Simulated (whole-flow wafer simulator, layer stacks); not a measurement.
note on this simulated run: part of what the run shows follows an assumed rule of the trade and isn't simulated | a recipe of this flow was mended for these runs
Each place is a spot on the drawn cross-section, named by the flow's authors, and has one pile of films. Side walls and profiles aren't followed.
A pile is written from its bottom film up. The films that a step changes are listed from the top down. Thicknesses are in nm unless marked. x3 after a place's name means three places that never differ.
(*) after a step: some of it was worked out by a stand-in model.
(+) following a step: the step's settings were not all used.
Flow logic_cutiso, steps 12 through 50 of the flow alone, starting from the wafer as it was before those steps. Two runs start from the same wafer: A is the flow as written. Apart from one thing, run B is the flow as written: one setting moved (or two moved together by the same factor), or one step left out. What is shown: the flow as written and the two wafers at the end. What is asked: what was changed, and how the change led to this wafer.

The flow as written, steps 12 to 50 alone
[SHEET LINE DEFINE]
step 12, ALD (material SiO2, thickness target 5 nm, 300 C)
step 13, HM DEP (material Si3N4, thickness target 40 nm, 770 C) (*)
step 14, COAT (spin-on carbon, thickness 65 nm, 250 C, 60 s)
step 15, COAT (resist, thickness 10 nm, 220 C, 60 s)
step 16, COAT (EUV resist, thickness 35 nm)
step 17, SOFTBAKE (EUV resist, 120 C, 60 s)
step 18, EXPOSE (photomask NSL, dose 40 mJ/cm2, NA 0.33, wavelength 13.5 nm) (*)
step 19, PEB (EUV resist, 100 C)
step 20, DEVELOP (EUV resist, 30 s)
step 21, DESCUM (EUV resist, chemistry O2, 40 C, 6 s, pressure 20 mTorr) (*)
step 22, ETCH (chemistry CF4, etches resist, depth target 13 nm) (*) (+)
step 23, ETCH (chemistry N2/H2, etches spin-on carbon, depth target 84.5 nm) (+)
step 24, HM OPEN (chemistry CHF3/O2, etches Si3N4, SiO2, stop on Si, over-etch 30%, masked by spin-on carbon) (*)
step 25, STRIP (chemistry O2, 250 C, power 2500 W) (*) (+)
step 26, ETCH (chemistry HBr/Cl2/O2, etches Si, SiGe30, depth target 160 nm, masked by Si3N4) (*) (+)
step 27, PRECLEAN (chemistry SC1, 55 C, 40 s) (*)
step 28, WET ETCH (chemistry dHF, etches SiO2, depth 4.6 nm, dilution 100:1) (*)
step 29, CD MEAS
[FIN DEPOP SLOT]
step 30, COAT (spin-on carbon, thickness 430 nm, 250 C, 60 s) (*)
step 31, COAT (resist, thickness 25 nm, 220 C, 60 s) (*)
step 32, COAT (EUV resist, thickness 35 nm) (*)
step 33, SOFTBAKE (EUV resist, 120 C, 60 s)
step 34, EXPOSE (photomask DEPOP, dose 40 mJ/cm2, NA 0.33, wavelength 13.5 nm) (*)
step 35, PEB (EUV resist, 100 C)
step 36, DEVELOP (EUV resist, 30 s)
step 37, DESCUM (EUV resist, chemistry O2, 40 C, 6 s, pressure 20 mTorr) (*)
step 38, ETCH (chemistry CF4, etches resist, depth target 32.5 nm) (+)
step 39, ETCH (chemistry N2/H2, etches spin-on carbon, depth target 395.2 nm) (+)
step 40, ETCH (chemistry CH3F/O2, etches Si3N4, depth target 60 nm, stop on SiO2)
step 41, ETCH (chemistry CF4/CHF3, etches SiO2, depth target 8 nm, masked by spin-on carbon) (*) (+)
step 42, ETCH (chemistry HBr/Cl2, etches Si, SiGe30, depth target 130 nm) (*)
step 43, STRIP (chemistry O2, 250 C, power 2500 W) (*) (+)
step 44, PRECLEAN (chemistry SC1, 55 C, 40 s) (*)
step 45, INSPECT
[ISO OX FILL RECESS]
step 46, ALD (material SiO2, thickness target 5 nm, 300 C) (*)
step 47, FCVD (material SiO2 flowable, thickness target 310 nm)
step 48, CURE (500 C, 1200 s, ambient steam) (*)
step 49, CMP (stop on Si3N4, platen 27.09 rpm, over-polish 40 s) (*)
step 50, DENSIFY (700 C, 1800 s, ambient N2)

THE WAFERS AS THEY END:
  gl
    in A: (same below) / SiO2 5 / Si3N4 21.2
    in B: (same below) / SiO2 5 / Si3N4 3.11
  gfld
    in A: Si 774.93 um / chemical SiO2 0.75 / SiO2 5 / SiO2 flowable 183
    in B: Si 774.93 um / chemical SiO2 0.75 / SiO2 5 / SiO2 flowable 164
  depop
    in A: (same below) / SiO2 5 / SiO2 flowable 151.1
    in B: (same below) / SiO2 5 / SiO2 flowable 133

The reason: step 13, HM DEP: 735 C was run, though the flow has 770 C.

Step by step, how the change led to this:
  step 13, HM DEP (material Si3N4, thickness target 40 nm, 770 C) (*)
      depop, dpovl, gfld and 19 more: A Si3N4 gains 40 (new film) | B Si3N4 gains 21.9 (new film)
  step 24, HM OPEN (chemistry CHF3/O2, etches Si3N4, SiO2, stop on Si, over-etch 30%, masked by spin-on carbon) (*)
      depop, gl, glp and 12 more: A resist loses 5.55 (all of it), spin-on carbon loses 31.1 | B resist loses 5.55 (all of it), spin-on carbon loses 15.5
      dpovl, gfld, gxf, iso, isow, lnri, nsgap: A Si3N4 loses 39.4 (all of it), SiO2 loses 5 (all of it), Si loses 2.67 | B Si3N4 loses 21.4 (all of it), SiO2 loses 5 (all of it), Si loses 1.58
  step 25, STRIP (chemistry O2, 250 C, power 2500 W) (*) (+)
      depop, gl, glp and 12 more: A spin-on carbon loses 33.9 (all of it) | B spin-on carbon loses 49.5 (all of it)
  step 26, ETCH (chemistry HBr/Cl2/O2, etches Si, SiGe30, depth target 160 nm, masked by Si3N4) (*) (+)
      dpovl, gfld, gxf, iso, isow, lnri, nsgap: A chemical SiO2 loses 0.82 (all of it), Si loses 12 (all of it), SiGe30 loses 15 (all of it), Si loses 15 (all of it), SiGe30 loses 15 (all of it), Si loses 15 (all of it), SiGe30 loses 15 (all of it), Si loses 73 | B chemical SiO2 loses 0.82 (all of it), Si loses 13.1 (all of it), SiGe30 loses 15 (all of it), Si loses 15 (all of it), SiGe30 loses 15 (all of it), Si loses 15 (all of it), SiGe30 loses 15 (all of it), Si loses 71.9
  step 30, COAT (spin-on carbon, thickness 430 nm, 250 C, 60 s) (*)
      depop, ns: A spin-on carbon gains 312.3 (new film) | B spin-on carbon gains 324.1 (new film)
      gfld, lnri: A spin-on carbon gains 569.6 (new film) | B spin-on carbon gains 555.6 (new film)
      (as well as at 2 more places)
  step 39, ETCH (chemistry N2/H2, etches spin-on carbon, depth target 395.2 nm) (+)
      depop: A spin-on carbon loses 308.6 (all of it), Si3N4 loses 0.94 | B spin-on carbon loses 320.3 (all of it), Si3N4 loses 0.81
  step 40, ETCH (chemistry CH3F/O2, etches Si3N4, depth target 60 nm, stop on SiO2)
      gfld, gl, glp and 17 more: A resist loses 4.6 | B resist loses 1.02
      depop: A Si3N4 loses 22 (all of it), SiO2 loses 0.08 | B Si3N4 loses 4.08 (all of it), SiO2 loses 0.08
      (as well as at 1 more place)
  step 41, ETCH (chemistry CF4/CHF3, etches SiO2, depth target 8 nm, masked by spin-on carbon) (*) (+)
      gfld: A resist loses 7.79 (all of it), spin-on carbon loses 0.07 | B resist loses 8
      gl: A resist loses 6.59 (all of it), spin-on carbon loses 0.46 | B resist loses 8
      (as well as at 18 more places)
  step 42, ETCH (chemistry HBr/Cl2, etches Si, SiGe30, depth target 130 nm) (*)
      isow, ns: A spin-on carbon loses 32 | B resist loses 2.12 (all of it), spin-on carbon loses 29
      gfld: A spin-on carbon loses 32 | B resist loses 3.25 (all of it), spin-on carbon loses 27.4
      (as well as at 17 more places)
  step 43, STRIP (chemistry O2, 250 C, power 2500 W) (*) (+)
      glp, tap: A spin-on carbon loses 347.7 (all of it) | B spin-on carbon loses 355.4 (all of it)
      gxp, lnr: A spin-on carbon loses 346.6 (all of it) | B spin-on carbon loses 355.9 (all of it)
      (as well as at 10 more places)
  step 47, FCVD (material SiO2 flowable, thickness target 310 nm)
      gfld, gxf, iso, lnri: A SiO2 flowable gains 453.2 (new film) | B SiO2 flowable gains 438.9 (new film)
      ns: A SiO2 flowable gains 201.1 (new film) | B SiO2 flowable gains 212.5 (new film)
  step 49, CMP (stop on Si3N4, platen 27.09 rpm, over-polish 40 s) (*)
      isow, nsgap: A SiO2 flowable loses 200.2 | B SiO2 flowable loses 211.4
      depop: A SiO2 flowable loses 200.4 | B SiO2 flowable loses 211.5
      (as well as at 2 more places)
